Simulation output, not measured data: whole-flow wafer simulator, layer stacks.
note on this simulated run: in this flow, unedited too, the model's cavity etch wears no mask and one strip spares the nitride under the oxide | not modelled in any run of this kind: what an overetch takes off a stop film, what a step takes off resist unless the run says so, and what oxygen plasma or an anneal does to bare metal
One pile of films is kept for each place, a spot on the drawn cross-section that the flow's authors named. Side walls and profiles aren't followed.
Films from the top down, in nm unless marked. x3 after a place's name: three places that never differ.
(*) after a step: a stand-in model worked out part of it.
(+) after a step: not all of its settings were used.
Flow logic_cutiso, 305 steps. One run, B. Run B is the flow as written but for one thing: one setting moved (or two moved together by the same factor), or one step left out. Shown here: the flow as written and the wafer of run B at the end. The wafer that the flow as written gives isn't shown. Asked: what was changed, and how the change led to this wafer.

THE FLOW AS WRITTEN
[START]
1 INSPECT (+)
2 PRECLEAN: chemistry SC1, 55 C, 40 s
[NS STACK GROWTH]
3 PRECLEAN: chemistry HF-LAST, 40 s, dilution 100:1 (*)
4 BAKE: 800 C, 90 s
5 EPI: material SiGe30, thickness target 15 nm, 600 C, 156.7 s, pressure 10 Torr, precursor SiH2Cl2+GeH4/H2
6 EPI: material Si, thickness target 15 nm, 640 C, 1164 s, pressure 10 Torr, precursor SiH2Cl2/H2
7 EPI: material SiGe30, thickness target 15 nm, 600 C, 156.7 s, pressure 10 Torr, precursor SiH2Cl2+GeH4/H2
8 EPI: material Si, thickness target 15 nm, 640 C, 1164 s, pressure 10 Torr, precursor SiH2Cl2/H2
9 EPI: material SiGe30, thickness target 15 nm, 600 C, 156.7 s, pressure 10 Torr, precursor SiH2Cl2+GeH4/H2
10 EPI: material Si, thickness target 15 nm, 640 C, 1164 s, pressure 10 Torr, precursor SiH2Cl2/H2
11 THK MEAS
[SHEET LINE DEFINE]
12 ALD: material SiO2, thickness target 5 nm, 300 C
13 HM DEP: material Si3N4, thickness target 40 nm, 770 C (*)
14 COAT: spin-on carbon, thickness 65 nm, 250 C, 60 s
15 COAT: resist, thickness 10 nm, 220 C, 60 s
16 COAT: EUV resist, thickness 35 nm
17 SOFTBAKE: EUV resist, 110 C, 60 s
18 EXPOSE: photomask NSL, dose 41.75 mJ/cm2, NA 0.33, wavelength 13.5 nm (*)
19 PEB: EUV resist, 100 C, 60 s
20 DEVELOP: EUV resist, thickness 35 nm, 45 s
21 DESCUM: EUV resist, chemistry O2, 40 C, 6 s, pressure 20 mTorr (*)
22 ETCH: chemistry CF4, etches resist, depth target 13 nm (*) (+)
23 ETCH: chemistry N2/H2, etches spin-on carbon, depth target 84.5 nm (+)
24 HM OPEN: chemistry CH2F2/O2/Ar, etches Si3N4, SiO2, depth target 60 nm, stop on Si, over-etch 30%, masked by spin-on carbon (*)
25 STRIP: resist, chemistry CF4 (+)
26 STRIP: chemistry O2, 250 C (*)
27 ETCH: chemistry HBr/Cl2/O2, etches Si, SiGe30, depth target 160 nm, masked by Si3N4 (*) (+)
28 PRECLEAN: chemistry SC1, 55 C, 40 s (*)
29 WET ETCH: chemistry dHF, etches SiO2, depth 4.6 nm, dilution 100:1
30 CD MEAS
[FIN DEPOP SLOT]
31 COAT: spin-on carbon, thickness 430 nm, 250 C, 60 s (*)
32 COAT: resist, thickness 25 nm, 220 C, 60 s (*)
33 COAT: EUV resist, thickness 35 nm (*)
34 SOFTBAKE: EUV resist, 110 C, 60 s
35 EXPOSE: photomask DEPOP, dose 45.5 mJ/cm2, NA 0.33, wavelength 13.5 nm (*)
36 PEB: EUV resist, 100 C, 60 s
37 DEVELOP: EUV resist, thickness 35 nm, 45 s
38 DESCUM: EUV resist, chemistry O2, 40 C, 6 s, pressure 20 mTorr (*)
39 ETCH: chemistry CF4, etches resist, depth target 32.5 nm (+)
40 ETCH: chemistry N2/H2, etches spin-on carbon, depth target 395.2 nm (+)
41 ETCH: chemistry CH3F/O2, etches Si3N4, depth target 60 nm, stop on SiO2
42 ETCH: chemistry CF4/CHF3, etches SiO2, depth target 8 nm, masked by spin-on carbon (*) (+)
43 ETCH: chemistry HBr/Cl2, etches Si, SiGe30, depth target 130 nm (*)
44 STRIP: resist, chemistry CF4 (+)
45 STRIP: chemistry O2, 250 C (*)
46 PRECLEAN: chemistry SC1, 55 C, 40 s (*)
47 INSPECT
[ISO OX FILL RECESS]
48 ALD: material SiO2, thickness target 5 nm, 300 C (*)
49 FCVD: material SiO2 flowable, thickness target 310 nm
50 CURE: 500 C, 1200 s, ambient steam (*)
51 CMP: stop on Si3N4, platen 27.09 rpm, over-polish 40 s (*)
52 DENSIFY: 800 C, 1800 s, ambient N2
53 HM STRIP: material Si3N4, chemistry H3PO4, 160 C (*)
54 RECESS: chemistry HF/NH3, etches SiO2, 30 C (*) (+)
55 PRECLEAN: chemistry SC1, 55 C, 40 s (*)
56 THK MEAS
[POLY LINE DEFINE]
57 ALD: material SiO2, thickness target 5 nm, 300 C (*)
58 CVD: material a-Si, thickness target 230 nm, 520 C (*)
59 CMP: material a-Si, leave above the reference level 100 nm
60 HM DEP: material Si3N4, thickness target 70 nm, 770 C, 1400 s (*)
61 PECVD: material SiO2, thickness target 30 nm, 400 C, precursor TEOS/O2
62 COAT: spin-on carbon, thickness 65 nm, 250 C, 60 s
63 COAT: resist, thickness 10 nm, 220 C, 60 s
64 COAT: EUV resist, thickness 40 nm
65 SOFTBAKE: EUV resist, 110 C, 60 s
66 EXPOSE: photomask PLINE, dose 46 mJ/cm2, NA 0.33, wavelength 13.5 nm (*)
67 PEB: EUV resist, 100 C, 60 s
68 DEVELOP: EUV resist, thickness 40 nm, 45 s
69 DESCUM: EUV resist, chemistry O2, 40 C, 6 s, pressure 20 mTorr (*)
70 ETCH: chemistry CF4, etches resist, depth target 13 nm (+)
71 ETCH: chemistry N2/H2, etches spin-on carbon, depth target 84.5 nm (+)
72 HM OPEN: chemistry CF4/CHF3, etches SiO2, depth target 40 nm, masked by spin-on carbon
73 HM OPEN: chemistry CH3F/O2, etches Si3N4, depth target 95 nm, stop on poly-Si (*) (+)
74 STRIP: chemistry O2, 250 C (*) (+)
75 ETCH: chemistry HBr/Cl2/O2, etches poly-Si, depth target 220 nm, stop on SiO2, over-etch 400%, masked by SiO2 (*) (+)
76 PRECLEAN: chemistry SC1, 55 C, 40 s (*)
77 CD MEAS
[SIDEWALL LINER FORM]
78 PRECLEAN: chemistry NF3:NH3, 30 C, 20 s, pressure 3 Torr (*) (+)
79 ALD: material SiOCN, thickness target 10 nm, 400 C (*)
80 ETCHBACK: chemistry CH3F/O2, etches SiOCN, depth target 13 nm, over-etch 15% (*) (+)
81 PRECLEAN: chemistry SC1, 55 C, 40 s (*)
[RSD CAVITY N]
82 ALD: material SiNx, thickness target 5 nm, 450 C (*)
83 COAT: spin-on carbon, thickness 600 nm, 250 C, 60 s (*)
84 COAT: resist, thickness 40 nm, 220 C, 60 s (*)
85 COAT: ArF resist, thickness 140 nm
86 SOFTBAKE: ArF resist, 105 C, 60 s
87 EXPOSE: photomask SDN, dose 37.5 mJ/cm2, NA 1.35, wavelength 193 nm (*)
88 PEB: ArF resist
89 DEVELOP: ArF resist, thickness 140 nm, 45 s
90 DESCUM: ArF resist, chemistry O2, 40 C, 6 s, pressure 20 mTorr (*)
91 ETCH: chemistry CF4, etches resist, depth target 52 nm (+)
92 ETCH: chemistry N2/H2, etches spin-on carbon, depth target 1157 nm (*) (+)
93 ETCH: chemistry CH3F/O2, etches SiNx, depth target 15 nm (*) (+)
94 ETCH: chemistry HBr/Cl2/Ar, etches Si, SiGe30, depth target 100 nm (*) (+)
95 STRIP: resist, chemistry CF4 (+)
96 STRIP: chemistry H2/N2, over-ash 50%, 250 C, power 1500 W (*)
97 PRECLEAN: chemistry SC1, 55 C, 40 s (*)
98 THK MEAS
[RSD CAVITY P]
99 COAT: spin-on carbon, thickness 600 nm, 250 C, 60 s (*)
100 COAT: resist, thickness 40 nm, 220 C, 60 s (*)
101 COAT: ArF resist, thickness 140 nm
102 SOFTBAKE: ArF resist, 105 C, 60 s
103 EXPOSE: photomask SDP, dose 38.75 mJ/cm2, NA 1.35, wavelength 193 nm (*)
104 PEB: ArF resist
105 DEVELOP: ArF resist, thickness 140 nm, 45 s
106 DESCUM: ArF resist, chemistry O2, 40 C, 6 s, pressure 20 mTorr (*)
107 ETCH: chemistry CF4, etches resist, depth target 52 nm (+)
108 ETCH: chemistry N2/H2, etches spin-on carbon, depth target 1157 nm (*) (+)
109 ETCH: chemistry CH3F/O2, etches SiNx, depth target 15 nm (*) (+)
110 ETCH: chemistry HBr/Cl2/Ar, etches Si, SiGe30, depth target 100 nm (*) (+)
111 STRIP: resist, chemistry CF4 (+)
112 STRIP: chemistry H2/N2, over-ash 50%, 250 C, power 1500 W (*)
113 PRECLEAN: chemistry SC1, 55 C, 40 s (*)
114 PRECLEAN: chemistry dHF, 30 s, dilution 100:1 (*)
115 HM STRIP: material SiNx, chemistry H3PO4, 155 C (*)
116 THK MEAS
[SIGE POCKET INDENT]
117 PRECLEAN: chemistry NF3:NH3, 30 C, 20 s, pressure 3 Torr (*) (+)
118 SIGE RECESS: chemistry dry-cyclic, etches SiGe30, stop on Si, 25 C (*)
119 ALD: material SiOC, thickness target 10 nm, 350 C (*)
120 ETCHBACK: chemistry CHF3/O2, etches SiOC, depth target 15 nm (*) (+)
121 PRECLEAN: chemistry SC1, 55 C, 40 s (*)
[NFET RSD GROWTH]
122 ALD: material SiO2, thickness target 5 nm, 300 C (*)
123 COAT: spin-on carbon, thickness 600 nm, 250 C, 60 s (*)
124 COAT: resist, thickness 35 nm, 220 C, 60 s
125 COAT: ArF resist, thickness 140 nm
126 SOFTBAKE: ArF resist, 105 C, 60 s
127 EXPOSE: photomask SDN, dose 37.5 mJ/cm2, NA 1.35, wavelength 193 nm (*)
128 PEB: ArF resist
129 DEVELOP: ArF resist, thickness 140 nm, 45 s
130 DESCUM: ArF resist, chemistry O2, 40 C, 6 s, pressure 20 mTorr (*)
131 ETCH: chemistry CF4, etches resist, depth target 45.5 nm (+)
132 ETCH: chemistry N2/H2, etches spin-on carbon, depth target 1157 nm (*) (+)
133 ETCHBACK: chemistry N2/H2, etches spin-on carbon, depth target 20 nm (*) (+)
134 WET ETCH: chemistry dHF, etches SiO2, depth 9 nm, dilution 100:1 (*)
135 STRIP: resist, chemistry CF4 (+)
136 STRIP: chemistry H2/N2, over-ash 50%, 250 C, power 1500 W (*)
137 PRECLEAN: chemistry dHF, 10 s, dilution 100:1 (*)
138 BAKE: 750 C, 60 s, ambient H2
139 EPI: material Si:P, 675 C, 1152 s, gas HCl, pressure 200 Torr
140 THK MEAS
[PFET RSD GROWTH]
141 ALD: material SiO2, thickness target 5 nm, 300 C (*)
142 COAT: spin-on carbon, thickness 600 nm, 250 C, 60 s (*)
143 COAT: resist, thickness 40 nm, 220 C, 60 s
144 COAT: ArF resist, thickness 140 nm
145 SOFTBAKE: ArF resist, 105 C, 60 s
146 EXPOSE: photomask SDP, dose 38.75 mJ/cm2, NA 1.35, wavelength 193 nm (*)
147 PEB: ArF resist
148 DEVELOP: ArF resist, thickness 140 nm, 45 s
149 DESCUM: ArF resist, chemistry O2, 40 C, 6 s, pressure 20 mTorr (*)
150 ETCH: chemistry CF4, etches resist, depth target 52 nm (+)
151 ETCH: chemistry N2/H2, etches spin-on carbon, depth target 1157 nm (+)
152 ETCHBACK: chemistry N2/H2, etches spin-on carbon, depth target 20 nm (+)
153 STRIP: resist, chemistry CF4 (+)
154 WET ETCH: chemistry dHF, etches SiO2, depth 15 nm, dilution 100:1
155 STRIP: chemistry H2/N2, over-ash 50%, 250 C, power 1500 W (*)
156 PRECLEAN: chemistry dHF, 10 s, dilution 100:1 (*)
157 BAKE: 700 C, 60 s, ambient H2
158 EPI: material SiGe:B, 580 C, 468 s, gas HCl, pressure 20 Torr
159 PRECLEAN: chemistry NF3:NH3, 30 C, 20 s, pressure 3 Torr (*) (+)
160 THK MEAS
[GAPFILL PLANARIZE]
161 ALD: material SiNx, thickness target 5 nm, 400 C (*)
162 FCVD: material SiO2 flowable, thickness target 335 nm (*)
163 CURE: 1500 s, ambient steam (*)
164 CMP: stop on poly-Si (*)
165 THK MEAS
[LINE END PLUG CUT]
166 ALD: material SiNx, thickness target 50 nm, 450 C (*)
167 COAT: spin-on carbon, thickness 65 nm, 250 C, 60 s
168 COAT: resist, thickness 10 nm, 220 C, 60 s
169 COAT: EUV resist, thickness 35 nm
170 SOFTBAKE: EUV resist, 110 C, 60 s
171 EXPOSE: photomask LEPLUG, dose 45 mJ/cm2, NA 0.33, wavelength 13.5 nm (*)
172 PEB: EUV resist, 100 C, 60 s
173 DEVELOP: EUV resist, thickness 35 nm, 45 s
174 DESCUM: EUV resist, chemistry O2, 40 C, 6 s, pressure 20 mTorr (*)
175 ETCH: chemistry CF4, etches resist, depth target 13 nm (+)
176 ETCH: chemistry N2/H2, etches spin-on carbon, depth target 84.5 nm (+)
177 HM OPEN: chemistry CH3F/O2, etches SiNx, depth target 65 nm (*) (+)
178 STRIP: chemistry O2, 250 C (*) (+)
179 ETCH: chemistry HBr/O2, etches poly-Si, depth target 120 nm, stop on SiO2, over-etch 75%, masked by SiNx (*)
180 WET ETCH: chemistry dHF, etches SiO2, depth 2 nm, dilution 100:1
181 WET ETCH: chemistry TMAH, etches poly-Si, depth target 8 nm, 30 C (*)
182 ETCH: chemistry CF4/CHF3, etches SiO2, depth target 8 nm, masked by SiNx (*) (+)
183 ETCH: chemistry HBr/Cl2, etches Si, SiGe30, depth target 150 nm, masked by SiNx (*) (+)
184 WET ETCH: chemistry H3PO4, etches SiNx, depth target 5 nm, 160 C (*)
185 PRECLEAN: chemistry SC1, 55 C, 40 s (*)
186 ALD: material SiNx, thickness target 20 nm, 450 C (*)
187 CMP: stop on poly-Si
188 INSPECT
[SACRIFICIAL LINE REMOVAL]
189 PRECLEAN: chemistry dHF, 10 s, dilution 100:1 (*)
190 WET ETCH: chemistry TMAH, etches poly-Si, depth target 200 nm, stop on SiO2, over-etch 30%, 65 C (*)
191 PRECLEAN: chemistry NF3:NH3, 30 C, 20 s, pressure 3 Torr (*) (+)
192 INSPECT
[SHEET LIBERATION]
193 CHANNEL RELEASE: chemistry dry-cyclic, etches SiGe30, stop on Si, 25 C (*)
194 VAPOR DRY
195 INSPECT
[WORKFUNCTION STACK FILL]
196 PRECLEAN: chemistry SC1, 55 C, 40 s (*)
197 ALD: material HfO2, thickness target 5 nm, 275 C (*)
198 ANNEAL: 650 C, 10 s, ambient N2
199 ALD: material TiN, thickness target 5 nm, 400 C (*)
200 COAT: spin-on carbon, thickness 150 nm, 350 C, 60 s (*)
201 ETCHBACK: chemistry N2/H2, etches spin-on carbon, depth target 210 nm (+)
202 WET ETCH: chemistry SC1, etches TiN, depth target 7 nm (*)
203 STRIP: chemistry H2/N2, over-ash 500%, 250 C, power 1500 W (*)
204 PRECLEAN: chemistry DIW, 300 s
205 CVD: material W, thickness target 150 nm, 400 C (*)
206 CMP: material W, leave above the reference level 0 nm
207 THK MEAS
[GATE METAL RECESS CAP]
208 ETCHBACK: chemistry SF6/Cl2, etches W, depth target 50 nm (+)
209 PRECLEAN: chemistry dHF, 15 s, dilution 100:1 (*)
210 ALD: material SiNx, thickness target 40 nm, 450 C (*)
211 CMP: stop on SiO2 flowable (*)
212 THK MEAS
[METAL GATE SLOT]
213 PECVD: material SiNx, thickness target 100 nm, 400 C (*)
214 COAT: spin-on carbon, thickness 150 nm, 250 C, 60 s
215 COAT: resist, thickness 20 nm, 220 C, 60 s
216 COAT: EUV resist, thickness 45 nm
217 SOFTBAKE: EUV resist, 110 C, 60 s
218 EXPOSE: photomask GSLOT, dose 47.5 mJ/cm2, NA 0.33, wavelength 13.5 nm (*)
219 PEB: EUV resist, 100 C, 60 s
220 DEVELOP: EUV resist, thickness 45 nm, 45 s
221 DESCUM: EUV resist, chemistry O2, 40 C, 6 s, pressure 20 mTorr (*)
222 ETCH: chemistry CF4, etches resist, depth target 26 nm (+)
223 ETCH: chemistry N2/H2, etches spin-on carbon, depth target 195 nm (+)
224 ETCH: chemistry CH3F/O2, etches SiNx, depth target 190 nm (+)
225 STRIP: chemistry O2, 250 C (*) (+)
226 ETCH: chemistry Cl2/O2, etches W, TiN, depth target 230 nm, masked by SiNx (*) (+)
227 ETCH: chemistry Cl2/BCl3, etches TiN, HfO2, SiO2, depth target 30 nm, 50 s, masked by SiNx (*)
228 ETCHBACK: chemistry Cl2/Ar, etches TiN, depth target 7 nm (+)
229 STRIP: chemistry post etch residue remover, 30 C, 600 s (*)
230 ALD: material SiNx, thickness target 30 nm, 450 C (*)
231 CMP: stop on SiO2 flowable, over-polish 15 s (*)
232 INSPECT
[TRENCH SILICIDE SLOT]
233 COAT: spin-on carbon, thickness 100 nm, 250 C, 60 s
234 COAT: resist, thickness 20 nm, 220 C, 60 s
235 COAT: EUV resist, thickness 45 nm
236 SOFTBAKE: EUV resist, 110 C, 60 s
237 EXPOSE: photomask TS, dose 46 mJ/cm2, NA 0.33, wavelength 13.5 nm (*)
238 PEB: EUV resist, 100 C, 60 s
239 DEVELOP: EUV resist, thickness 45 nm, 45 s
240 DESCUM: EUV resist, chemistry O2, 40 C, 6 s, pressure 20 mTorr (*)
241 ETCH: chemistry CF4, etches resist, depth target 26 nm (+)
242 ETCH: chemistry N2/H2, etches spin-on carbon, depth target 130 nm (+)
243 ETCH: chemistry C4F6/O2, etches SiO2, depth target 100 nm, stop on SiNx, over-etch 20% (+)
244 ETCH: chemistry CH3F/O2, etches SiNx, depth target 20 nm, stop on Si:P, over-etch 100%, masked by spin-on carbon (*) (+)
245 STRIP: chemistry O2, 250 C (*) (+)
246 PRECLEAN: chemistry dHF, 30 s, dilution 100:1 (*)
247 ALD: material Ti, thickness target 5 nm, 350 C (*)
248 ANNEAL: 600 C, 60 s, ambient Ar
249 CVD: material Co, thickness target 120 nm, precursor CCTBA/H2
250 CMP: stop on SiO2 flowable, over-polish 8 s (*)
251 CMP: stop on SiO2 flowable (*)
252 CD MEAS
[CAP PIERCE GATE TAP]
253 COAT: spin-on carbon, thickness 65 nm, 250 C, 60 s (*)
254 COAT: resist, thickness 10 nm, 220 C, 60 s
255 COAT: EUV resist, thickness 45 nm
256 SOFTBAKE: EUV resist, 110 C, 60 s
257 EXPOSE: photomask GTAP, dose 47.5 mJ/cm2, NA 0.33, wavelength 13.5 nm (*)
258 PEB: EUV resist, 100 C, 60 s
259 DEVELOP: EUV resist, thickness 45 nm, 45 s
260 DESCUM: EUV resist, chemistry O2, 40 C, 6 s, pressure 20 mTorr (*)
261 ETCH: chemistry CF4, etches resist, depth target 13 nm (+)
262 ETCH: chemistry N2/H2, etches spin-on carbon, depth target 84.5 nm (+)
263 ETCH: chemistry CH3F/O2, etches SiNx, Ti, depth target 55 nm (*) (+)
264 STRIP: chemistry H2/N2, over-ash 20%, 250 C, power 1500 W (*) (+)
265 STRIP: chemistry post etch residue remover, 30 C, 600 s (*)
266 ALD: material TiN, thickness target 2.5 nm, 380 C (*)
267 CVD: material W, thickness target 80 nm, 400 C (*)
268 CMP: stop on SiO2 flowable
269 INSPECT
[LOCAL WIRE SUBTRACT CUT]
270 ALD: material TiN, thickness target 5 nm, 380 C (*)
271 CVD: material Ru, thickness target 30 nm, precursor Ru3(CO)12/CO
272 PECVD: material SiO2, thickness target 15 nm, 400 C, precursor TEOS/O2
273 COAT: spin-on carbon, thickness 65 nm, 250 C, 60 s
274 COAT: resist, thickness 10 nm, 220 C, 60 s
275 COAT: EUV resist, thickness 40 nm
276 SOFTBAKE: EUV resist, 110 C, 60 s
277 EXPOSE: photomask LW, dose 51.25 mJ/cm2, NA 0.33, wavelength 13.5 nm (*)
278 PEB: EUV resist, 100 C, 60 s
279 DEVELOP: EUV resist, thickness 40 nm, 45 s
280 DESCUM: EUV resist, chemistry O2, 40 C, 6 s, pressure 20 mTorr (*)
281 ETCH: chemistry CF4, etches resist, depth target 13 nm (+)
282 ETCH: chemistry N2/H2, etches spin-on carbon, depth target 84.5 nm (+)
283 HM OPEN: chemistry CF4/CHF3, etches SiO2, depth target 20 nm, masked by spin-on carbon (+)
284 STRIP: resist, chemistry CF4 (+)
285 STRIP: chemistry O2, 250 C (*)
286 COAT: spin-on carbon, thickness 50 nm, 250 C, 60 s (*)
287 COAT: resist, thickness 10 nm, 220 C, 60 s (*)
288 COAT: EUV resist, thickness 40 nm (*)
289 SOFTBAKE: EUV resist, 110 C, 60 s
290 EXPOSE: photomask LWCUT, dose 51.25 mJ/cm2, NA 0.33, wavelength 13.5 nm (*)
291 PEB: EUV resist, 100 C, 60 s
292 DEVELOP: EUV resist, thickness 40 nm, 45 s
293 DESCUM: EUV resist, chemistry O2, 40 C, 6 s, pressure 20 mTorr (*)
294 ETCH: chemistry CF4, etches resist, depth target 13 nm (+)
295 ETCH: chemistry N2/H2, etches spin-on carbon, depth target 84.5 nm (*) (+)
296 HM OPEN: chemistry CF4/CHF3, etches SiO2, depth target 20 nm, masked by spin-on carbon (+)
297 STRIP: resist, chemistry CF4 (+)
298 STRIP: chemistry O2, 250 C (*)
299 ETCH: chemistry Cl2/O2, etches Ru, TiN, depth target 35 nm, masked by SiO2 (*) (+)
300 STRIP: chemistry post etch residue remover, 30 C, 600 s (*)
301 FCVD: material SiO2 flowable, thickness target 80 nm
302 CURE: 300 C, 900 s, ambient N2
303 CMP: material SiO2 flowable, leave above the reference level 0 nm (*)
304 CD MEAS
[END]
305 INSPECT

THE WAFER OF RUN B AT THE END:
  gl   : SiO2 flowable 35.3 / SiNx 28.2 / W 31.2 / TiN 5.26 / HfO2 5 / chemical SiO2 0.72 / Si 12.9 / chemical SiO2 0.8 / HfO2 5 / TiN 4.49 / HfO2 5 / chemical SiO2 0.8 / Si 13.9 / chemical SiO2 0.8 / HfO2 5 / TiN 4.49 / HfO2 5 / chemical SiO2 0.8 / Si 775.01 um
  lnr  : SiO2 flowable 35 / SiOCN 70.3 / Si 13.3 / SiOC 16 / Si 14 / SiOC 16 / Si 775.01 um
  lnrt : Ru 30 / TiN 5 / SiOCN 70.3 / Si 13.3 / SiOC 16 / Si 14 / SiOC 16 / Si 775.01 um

The cause: step 5, EPI: material SiGe30, thickness target 15 nm, 600 C, 156.7 s, pressure 10 Torr, precursor SiH2Cl2+GeH4/H2, was left out.

How the change led to this, step by step:
  6 EPI: material Si, thickness target 15 nm, 640 C, 1164 s, pressure 10 Torr, precursor SiH2Cl2/H2
      depop, dpovl, gfld and 19 more: Si +15 (as written it would be: Si +15 (new film))
  27 ETCH: chemistry HBr/Cl2/O2, etches Si, SiGe30, depth target 160 nm, masked by Si3N4 (*) (+)
      gfld, gxf, iso, lnri: chemical SiO2 -0.79 (all of it), Si -11.4 (all of it), SiGe30 -15 (all of it), Si -15 (all of it), SiGe30 -15 (all of it), Si -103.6 (as written it would be: chemical SiO2 -0.79 (all of it), Si -11.4 (all of it), SiGe30 -15 (all of it), Si -15 (all of it), SiGe30 -15 (all of it), Si -15 (all of it), SiGe30 -15 (all of it), Si -73.6)
      dpovl, nsgap: chemical SiO2 -0.79 (all of it), Si -11.8 (all of it), SiGe30 -15 (all of it), Si -15 (all of it), SiGe30 -15 (all of it), Si -103.2 (as written it would be: chemical SiO2 -0.79 (all of it), Si -11.8 (all of it), SiGe30 -15 (all of it), Si -15 (all of it), SiGe30 -15 (all of it), Si -15 (all of it), SiGe30 -15 (all of it), Si -73.2)
      (and at 1 more place)
  43 ETCH: chemistry HBr/Cl2, etches Si, SiGe30, depth target 130 nm (*)
      depop: Si -14 (all of it), SiGe30 -15 (all of it), Si -15 (all of it), SiGe30 -15 (all of it), Si -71 (as written it would be: Si -14 (all of it), SiGe30 -15 (all of it), Si -15 (all of it), SiGe30 -15 (all of it), Si -15 (all of it), SiGe30 -15 (all of it), Si -41)
  94 ETCH: chemistry HBr/Cl2/Ar, etches Si, SiGe30, depth target 100 nm (*) (+)
      rsdn, rsdx: chemical SiO2 -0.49 (all of it), Si -12.8 (all of it), SiGe30 -15 (all of it), Si -15 (all of it), SiGe30 -15 (all of it), Si -42.2 (as written it would be: chemical SiO2 -0.49 (all of it), Si -12.8 (all of it), SiGe30 -15 (all of it), Si -15 (all of it), SiGe30 -15 (all of it), Si -15 (all of it), SiGe30 -15 (all of it), Si -12.2)
  110 ETCH: chemistry HBr/Cl2/Ar, etches Si, SiGe30, depth target 100 nm (*) (+)
      rsdp, rsdw: chemical SiO2 -0.49 (all of it), Si -12.8 (all of it), SiGe30 -15 (all of it), Si -15 (all of it), SiGe30 -15 (all of it), Si -42.2 (as written it would be: chemical SiO2 -0.49 (all of it), Si -12.8 (all of it), SiGe30 -15 (all of it), Si -15 (all of it), SiGe30 -15 (all of it), Si -15 (all of it), SiGe30 -15 (all of it), Si -12.2)
  118 SIGE RECESS: chemistry dry-cyclic, etches SiGe30, stop on Si, 25 C (*)
      lnr, lnrp, lnrt: SiOCN -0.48, Si -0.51, cavity +16 (new film), SiGe30 -15 (all of it), Si -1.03, cavity +16 (new film), SiGe30 -15 (all of it), Si -0.51 (as written it would be: SiOCN -0.48, Si -0.51, cavity +16 (new film), SiGe30 -15 (all of it), Si -1.03, cavity +16 (new film), SiGe30 -15 (all of it), Si -1.03, cavity +16 (new film), SiGe30 -15 (all of it), Si -0.51)
  119 ALD: material SiOC, thickness target 10 nm, 350 C (*)
      lnr, lnrp, lnrt: SiOC +10 (new film), SiOC +16 (new film), cavity -16 (all of it), SiOC +16 (new film), cavity -16 (all of it) (as written it would be: SiOC +10 (new film), SiOC +16 (new film), cavity -16 (all of it), SiOC +16 (new film), cavity -16 (all of it), SiOC +16 (new film), cavity -16 (all of it))
  183 ETCH: chemistry HBr/Cl2, etches Si, SiGe30, depth target 150 nm, masked by SiNx (*) (+)
      plug: Si -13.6 (all of it), SiGe30 -15 (all of it), Si -15 (all of it), SiGe30 -15 (all of it), Si -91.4 (as written it would be: Si -13.6 (all of it), SiGe30 -15 (all of it), Si -15 (all of it), SiGe30 -15 (all of it), Si -15 (all of it), SiGe30 -15 (all of it), Si -61.4)
  193 CHANNEL RELEASE: chemistry dry-cyclic, etches SiGe30, stop on Si, 25 C (*)
      gl, glp, gxn, gxp, ns, tap: chemical SiO2 +0.8 (new film), Si -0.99, chemical SiO2 +0.8 (new film), cavity +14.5 (new film), chemical SiO2 +0.8 (new film), SiGe30 -15 (all of it), Si -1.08, chemical SiO2 +0.8 (new film), cavity +14.5 (new film), chemical SiO2 +0.8 (new film), SiGe30 -15 (all of it), Si -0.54 (as written it would be: chemical SiO2 +0.8 (new film), Si -0.99, chemical SiO2 +0.8 (new film), cavity +14.5 (new film), chemical SiO2 +0.8 (new film), SiGe30 -15 (all of it), Si -1.08, chemical SiO2 +0.8 (new film), cavity +14.5 (new film), chemical SiO2 +0.8 (new film), SiGe30 -15 (all of it), Si -1.08, chemical SiO2 +0.8 (new film), cavity +14.5 (new film), chemical SiO2 +0.8 (new film), SiGe30 -15 (all of it), Si -0.54)
  197 ALD: material HfO2, thickness target 5 nm, 275 C (*)
      gl, glp, gxn, gxp, ns, tap: HfO2 +5 (new film), HfO2 +5 (new film), cavity -10, HfO2 +5 (new film), HfO2 +5 (new film), cavity -10, HfO2 +5 (new film) (as written it would be: HfO2 +5 (new film), HfO2 +5 (new film), cavity -10, HfO2 +5 (new film), HfO2 +5 (new film), cavity -10, HfO2 +5 (new film), HfO2 +5 (new film), cavity -10, HfO2 +5 (new film))
  199 ALD: material TiN, thickness target 5 nm, 400 C (*)
      gl, glp, tap: TiN +5.26 (new film), TiN +4.49 (new film), cavity -4.49 (all of it), TiN +4.49 (new film), cavity -4.49 (all of it) (as written it would be: TiN +5.26 (new film), TiN +4.49 (new film), cavity -4.49 (all of it), TiN +4.49 (new film), cavity -4.49 (all of it), TiN +4.49 (new film), cavity -4.49 (all of it))
      gxn, gxp, ns: TiN +5 (new film), TiN +4.49 (new film), cavity -4.49 (all of it), TiN +4.49 (new film), cavity -4.49 (all of it) (as written it would be: TiN +5 (new film), TiN +4.49 (new film), cavity -4.49 (all of it), TiN +4.49 (new film), cavity -4.49 (all of it), TiN +4.49 (new film), cavity -4.49 (all of it))
Counting metal films that touch as one body, gl has 3 bodies (between them, from the top down: HfO2 5 / chemical SiO2 0.72 / Si 12.9 / chemical SiO2 0.8 / HfO2 5; HfO2 5 / chemical SiO2 0.8 / Si 13.9 / chemical SiO2 0.8 / HfO2 5); the flow as written gives 4 bodies (between them, from the top down: HfO2 5 / chemical SiO2 0.72 / Si 12.9 / chemical SiO2 0.8 / HfO2 5; HfO2 5 / chemical SiO2 0.8 / Si 13.9 / chemical SiO2 0.8 / HfO2 5; HfO2 5 / chemical SiO2 0.8 / Si 13.9 / chemical SiO2 0.8 / HfO2 5).
